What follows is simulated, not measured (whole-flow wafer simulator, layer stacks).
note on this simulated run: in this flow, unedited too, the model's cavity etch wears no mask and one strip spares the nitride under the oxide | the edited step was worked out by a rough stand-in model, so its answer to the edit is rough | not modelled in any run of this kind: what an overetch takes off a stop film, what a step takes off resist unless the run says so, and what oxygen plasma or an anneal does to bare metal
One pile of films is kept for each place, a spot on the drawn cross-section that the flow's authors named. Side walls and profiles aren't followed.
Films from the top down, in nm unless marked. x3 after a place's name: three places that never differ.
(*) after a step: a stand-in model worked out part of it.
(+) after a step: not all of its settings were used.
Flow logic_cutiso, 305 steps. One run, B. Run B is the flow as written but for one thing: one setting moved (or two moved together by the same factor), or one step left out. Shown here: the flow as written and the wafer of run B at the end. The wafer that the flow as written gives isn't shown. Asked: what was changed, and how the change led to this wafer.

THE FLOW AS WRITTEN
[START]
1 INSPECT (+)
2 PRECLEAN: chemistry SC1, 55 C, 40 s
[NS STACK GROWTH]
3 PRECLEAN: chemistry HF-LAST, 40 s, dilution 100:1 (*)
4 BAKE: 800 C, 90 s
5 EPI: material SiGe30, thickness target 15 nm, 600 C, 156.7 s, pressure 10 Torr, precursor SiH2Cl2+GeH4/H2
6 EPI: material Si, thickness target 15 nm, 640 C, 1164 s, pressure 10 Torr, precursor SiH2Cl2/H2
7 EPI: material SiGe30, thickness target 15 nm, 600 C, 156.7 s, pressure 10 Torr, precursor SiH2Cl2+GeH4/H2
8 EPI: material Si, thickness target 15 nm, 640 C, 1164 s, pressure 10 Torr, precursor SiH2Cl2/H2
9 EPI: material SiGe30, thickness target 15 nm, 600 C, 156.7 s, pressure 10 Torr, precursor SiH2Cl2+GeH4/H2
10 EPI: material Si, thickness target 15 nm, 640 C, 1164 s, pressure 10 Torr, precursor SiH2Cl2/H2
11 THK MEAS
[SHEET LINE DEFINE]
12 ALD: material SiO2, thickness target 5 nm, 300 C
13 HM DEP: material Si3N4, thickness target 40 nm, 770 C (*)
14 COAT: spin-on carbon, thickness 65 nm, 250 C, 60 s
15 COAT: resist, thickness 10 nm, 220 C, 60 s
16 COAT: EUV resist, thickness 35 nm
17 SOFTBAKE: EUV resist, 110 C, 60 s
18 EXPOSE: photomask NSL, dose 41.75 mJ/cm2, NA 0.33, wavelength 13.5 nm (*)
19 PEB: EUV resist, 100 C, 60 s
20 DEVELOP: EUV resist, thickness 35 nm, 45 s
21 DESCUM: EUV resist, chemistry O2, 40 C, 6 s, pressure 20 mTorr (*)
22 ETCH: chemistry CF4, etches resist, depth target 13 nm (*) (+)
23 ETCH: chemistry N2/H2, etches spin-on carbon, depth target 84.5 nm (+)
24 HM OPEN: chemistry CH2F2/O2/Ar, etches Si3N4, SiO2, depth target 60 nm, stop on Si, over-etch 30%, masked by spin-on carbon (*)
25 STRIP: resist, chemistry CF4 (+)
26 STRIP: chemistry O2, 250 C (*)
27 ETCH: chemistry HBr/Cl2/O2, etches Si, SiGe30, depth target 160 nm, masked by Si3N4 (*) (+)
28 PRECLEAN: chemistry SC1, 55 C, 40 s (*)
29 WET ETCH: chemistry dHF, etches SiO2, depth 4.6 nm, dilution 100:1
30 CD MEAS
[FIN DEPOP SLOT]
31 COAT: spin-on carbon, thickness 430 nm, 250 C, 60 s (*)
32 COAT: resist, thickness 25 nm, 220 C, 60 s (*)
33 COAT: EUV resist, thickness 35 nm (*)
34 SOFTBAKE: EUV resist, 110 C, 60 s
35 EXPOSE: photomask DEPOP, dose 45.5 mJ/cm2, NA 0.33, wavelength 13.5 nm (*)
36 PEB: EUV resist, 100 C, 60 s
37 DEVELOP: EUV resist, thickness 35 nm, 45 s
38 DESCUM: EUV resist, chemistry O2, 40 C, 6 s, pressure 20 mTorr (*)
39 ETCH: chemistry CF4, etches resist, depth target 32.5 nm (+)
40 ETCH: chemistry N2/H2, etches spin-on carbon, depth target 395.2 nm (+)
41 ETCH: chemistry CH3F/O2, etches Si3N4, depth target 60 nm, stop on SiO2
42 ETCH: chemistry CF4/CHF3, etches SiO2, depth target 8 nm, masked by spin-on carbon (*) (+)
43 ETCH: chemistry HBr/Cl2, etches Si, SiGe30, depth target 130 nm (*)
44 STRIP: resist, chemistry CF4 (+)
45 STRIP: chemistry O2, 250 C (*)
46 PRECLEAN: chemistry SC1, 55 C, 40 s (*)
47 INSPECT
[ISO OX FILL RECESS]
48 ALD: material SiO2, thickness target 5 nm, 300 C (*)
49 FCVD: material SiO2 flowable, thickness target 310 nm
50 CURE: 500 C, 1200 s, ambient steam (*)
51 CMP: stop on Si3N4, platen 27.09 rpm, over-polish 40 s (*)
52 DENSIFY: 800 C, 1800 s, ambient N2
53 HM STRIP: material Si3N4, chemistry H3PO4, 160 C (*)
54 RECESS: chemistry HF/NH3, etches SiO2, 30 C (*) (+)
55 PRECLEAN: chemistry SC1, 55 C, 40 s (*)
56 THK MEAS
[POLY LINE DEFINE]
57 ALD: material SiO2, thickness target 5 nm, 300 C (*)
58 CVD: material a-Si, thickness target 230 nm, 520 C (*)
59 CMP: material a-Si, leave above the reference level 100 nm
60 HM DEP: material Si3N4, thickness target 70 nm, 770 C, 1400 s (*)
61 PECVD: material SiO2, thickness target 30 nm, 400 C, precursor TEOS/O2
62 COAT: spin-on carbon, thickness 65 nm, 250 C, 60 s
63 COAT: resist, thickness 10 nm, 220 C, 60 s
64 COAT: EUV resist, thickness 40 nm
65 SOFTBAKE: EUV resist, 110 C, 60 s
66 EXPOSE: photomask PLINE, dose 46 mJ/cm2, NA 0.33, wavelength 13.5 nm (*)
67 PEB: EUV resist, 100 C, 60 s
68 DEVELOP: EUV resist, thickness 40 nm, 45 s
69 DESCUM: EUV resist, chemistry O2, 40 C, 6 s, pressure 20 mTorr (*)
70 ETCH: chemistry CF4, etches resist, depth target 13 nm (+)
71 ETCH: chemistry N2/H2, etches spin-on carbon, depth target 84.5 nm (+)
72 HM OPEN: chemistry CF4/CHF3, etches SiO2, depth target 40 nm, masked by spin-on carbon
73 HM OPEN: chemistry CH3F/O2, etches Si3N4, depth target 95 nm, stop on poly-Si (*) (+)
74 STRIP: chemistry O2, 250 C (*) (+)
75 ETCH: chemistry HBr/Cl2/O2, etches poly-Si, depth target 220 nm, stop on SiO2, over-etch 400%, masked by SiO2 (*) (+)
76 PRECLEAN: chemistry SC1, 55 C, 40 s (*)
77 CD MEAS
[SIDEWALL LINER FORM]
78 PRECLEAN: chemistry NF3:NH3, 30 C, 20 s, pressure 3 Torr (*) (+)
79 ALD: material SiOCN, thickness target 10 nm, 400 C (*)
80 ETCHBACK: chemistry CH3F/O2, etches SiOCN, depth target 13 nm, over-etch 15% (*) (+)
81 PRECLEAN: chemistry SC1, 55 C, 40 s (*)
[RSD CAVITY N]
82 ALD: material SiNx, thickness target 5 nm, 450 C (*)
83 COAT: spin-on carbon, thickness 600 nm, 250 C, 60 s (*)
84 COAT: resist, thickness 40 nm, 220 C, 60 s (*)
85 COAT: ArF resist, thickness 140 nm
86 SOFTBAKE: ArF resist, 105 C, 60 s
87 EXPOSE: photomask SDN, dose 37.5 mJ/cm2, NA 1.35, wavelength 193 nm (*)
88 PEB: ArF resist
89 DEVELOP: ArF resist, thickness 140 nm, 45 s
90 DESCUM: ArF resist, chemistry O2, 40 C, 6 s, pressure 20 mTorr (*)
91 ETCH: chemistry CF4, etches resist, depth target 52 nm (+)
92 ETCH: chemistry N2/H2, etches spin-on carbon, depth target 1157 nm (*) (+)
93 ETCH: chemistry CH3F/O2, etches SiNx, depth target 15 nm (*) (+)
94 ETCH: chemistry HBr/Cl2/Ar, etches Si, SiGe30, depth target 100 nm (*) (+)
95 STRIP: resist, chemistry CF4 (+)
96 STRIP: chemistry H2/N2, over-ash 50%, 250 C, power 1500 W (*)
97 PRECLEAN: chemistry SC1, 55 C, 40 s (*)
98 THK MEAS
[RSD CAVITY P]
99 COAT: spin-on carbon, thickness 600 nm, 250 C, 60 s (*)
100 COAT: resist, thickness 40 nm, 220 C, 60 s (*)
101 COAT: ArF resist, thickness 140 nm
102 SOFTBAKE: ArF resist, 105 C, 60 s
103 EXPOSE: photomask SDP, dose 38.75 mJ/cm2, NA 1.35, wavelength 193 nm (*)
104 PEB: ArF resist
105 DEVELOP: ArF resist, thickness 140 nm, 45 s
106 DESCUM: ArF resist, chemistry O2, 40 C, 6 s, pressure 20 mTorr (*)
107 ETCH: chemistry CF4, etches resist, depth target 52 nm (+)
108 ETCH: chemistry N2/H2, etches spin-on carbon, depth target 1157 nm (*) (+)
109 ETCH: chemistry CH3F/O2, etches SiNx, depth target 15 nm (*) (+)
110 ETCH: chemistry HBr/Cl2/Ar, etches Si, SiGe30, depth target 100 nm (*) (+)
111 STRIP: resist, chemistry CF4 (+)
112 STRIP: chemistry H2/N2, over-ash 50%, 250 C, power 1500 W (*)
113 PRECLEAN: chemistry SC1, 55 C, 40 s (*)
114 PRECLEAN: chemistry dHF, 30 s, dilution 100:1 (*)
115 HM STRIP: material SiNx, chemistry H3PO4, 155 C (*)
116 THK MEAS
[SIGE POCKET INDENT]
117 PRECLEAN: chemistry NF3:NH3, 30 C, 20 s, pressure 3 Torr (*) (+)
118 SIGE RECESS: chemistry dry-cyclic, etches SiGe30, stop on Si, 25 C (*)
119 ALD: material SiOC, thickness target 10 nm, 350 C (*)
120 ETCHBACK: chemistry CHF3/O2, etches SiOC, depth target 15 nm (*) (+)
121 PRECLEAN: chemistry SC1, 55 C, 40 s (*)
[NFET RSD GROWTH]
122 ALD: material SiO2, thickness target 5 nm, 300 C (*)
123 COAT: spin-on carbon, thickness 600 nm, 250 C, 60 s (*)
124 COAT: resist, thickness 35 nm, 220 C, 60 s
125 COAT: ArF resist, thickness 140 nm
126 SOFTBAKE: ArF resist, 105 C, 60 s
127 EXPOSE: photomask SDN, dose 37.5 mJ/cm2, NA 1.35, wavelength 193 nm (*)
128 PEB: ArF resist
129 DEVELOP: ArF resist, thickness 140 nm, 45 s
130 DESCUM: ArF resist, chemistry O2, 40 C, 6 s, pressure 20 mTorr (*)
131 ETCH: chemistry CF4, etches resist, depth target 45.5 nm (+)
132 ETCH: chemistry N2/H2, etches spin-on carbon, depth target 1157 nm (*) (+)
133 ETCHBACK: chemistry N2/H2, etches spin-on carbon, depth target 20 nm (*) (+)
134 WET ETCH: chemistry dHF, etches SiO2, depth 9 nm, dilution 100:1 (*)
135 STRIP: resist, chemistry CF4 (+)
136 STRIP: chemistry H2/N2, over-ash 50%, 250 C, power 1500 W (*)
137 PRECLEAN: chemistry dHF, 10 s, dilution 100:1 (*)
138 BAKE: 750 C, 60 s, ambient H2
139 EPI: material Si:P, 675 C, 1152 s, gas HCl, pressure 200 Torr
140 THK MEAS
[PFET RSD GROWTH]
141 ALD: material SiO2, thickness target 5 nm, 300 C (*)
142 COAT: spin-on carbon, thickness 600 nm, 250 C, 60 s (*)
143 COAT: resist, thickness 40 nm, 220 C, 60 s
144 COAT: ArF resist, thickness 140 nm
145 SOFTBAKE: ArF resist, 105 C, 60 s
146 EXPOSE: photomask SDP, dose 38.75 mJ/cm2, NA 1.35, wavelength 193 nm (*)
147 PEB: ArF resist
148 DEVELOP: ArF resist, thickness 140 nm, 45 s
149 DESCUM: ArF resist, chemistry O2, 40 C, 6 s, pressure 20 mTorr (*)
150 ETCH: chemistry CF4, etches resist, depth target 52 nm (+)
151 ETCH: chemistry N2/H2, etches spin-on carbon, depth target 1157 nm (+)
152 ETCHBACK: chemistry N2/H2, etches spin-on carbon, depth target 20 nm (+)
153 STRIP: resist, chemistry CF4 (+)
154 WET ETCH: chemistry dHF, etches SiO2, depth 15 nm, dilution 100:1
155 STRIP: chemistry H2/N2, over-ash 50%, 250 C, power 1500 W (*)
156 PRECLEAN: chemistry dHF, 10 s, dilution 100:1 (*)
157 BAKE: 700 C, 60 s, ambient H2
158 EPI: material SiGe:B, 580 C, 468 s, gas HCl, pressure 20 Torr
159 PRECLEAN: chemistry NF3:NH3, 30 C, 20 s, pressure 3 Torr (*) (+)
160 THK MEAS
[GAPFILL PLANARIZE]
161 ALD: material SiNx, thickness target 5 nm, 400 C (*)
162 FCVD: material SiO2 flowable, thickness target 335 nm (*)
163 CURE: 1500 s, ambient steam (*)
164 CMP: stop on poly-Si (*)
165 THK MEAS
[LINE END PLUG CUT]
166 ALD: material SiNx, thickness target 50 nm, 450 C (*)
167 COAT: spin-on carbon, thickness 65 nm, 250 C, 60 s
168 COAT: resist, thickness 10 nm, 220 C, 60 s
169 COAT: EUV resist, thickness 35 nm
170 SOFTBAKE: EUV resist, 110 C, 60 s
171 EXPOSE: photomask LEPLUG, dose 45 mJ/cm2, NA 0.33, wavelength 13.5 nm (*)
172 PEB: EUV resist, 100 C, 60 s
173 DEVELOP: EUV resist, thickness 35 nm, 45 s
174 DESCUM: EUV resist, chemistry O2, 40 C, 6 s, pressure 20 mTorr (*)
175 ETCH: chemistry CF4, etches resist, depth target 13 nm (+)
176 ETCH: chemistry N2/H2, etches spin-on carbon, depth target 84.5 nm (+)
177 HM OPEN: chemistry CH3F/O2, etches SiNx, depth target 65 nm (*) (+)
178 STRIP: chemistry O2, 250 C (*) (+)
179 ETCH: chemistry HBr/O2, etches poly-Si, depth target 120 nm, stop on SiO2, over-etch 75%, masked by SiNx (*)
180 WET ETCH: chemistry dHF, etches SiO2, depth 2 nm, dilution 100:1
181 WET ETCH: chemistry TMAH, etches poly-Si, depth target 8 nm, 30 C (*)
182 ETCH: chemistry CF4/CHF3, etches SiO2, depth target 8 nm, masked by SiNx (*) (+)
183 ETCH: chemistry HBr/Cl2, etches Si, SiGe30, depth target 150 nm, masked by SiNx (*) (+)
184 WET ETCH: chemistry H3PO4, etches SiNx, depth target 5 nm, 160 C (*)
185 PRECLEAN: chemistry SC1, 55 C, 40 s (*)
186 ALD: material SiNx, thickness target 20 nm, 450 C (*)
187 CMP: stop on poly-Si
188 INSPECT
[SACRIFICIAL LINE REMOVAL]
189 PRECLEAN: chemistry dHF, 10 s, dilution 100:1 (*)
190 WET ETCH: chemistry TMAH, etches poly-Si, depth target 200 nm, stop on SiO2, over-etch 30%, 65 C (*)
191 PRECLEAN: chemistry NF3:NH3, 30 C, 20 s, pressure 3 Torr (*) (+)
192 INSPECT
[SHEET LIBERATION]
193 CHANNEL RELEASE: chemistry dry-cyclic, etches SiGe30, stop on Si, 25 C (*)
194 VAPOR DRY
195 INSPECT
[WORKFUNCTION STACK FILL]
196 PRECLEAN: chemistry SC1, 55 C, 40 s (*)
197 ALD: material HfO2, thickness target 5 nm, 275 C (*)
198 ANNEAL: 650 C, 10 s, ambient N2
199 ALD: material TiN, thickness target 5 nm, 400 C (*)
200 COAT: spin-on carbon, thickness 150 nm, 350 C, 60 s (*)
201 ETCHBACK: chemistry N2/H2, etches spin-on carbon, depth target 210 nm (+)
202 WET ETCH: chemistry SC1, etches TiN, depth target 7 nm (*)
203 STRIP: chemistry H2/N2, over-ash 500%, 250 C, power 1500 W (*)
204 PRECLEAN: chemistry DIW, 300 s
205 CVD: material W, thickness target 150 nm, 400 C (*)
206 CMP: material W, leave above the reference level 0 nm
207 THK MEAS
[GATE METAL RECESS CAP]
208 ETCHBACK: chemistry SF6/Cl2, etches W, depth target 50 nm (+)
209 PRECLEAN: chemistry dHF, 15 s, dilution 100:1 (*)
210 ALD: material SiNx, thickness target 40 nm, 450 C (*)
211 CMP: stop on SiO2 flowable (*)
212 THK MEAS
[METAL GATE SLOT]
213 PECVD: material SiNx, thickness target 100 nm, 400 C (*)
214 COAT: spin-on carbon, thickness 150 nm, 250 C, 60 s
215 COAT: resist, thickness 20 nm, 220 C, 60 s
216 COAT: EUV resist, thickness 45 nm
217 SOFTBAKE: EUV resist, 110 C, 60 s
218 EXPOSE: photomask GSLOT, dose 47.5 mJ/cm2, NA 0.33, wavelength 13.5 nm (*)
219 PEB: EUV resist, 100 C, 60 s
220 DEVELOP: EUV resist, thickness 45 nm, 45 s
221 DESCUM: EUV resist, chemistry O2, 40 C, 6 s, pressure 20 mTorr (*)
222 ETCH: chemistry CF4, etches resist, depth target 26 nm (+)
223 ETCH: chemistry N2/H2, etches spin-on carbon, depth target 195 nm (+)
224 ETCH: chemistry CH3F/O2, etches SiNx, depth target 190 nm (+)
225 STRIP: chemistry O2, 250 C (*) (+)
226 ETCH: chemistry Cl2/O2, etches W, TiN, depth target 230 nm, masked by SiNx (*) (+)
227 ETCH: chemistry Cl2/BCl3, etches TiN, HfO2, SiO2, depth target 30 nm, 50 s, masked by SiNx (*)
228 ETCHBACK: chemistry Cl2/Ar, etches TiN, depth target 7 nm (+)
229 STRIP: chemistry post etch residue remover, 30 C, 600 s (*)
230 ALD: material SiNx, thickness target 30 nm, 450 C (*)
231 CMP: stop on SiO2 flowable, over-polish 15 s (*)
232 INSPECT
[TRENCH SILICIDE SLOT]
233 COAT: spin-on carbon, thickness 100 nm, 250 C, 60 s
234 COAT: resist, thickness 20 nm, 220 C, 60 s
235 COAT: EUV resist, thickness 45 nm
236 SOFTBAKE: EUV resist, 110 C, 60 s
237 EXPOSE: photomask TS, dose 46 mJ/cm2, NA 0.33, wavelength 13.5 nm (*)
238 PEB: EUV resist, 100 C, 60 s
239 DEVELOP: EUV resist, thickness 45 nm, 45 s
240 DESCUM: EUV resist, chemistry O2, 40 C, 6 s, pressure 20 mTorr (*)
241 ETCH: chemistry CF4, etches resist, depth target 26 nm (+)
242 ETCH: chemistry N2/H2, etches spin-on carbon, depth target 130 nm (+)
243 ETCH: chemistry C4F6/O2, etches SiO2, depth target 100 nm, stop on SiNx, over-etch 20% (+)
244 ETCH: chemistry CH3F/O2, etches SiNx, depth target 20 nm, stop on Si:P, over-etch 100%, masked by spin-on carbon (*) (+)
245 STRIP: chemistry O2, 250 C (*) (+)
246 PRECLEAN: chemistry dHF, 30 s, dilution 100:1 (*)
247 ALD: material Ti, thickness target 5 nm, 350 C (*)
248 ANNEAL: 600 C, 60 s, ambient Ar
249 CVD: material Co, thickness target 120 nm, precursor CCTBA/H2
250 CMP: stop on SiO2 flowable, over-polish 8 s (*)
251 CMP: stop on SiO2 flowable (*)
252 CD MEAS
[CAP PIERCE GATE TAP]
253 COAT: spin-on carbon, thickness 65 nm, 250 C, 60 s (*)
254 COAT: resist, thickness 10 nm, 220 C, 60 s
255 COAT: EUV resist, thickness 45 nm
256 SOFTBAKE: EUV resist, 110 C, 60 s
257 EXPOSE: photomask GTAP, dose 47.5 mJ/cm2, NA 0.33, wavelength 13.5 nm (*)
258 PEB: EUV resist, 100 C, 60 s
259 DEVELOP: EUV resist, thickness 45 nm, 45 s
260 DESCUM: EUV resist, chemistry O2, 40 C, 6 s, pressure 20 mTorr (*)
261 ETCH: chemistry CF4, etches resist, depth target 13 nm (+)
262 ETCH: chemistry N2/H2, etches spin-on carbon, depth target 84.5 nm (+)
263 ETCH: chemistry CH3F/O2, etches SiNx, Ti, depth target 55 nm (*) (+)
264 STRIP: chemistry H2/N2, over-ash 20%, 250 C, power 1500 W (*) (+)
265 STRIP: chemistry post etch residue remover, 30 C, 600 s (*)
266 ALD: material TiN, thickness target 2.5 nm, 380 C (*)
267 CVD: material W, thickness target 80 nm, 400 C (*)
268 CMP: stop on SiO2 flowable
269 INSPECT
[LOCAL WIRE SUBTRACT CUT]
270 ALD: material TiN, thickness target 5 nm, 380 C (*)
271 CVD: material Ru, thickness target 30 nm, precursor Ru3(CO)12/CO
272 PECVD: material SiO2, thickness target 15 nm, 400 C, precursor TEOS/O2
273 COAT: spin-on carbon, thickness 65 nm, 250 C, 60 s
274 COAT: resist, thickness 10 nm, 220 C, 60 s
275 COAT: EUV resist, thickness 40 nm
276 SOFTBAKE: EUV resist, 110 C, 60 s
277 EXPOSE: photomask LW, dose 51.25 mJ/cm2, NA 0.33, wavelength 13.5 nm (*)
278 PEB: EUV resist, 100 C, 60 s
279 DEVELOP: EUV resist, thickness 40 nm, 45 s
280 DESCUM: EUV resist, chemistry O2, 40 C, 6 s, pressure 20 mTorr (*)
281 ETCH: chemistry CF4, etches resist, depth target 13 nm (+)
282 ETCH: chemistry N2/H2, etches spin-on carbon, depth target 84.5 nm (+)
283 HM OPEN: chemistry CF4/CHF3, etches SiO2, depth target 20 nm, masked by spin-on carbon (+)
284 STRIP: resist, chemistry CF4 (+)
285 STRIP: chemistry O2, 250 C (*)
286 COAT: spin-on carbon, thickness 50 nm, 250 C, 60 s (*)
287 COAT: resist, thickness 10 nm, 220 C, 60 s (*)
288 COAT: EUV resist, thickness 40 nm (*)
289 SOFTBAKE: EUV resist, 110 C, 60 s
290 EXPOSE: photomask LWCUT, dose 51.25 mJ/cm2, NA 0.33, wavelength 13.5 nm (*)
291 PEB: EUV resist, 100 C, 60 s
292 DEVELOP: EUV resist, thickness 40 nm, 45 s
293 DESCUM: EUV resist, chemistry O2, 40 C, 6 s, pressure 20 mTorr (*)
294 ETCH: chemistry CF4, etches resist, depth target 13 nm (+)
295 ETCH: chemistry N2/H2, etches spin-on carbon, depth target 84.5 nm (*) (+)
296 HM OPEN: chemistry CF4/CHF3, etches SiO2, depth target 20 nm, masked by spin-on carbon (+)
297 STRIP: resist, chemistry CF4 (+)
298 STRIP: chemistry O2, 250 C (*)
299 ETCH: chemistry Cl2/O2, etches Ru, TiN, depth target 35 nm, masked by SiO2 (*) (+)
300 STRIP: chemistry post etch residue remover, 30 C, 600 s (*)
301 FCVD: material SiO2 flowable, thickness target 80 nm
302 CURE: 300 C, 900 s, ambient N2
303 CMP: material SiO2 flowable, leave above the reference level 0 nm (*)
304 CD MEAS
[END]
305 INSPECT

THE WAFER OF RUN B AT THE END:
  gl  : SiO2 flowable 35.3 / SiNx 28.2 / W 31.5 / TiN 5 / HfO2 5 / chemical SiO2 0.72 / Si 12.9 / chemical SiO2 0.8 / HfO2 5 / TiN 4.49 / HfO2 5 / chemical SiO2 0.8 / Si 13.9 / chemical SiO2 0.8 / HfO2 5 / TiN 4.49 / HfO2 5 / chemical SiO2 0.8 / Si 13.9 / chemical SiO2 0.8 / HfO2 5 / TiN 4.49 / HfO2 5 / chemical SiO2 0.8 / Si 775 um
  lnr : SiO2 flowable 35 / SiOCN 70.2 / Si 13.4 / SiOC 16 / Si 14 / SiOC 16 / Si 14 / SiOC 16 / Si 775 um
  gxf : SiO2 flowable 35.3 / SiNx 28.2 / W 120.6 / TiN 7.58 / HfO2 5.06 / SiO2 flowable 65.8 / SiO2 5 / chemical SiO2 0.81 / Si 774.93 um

The cause: step 75, ETCH: over-etch 320% was run, where the flow has over-etch 400%.

How the change led to this, step by step:
  75 ETCH: chemistry HBr/Cl2/O2, etches poly-Si, depth target 220 nm, stop on SiO2, over-etch 400%, masked by SiO2 (*) (+)
      lnr, lnrp, lnrt, rsdn, rsdp, rsdw, rsdx: chemical SiO2 -0.79 (all of it), poly-Si -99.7 (all of it), SiO2 -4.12 (as written it would be: chemical SiO2 -0.79 (all of it), poly-Si -99.7 (all of it), SiO2 -5 (all of it))
      depop, dpovl, gfld and 10 more: SiO2 -8.82 (as written it would be: SiO2 -9.58)
      (and at 2 more places)
  78 PRECLEAN: chemistry NF3:NH3, 30 C, 20 s, pressure 3 Torr (*) (+)
      lnr, lnrp, lnrt, rsdn, rsdp, rsdw, rsdx: SiO2 -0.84 (all of it), chemical SiO2 -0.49 (all of it) (as written it would be: chemical SiO2 -0.52 (all of it))
      iso, lnri: SiO2 -1.28 (all of it), SiO2 flowable -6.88 (as written it would be: SiO2 -0.41 (all of it), SiO2 flowable -7.89)
  120 ETCHBACK: chemistry CHF3/O2, etches SiOC, depth target 15 nm (*) (+)
      gl, tap: SiOC -10 (all of it), SiO2 -4.97 (all of it) (as written it would be: SiOC -10 (all of it), SiO2 -4.21 (all of it), Si3N4 -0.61)
      glp: SiOC -10 (all of it), SiO2 -5.01 (all of it) (as written it would be: SiOC -10 (all of it), SiO2 -4.25 (all of it), Si3N4 -0.58)
      (and at 2 more places)
  122 ALD: material SiO2, thickness target 5 nm, 300 C (*)
      gxn: SiO2 +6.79 (as written it would be: SiO2 +6.76 (new film))
      gxp: SiO2 +6.78 (as written it would be: SiO2 +6.75 (new film))
  133 ETCHBACK: chemistry N2/H2, etches spin-on carbon, depth target 20 nm (*) (+)
      gxn: SiO2 -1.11 (as written it would be: SiO2 -0.7 (all of it), Si3N4 -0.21)
  134 WET ETCH: chemistry dHF, etches SiO2, depth 9 nm, dilution 100:1 (*)
      gxn: SiO2 -0.53 (all of it), Si3N4 -0.24 (as written it would be: Si3N4 -0.34)
  153 STRIP: resist, chemistry CF4 (+)
      gxp: SiO2 -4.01 (all of it) (as written it would be: SiO2 -3.06 (all of it))
  164 CMP: stop on poly-Si (*)
      depop, dpovl, isow, ns, nsgap: SiO2 flowable -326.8 (all of it), SiNx -5 (all of it), SiO2 -4.88 (all of it), Si3N4 -70 (all of it) (as written it would be: SiO2 flowable -326.8 (all of it), SiNx -5 (all of it), SiO2 -4.13 (all of it), Si3N4 -70 (all of it))
      gfld, gxf: SiO2 flowable -251.6 (all of it), SiNx -5 (all of it), SiO2 -4.88 (all of it), Si3N4 -70 (all of it) (as written it would be: SiO2 flowable -251.9 (all of it), SiNx -5 (all of it), SiO2 -4.13 (all of it), Si3N4 -70 (all of it))
      (and at 1 more place)
  197 ALD: material HfO2, thickness target 5 nm, 275 C (*)
      gxf: HfO2 +5.06 (new film) (as written it would be: HfO2 +7.7 (new film))
  199 ALD: material TiN, thickness target 5 nm, 400 C (*)
      gxf: TiN +7.58 (new film) (as written it would be: TiN +5 (new film))
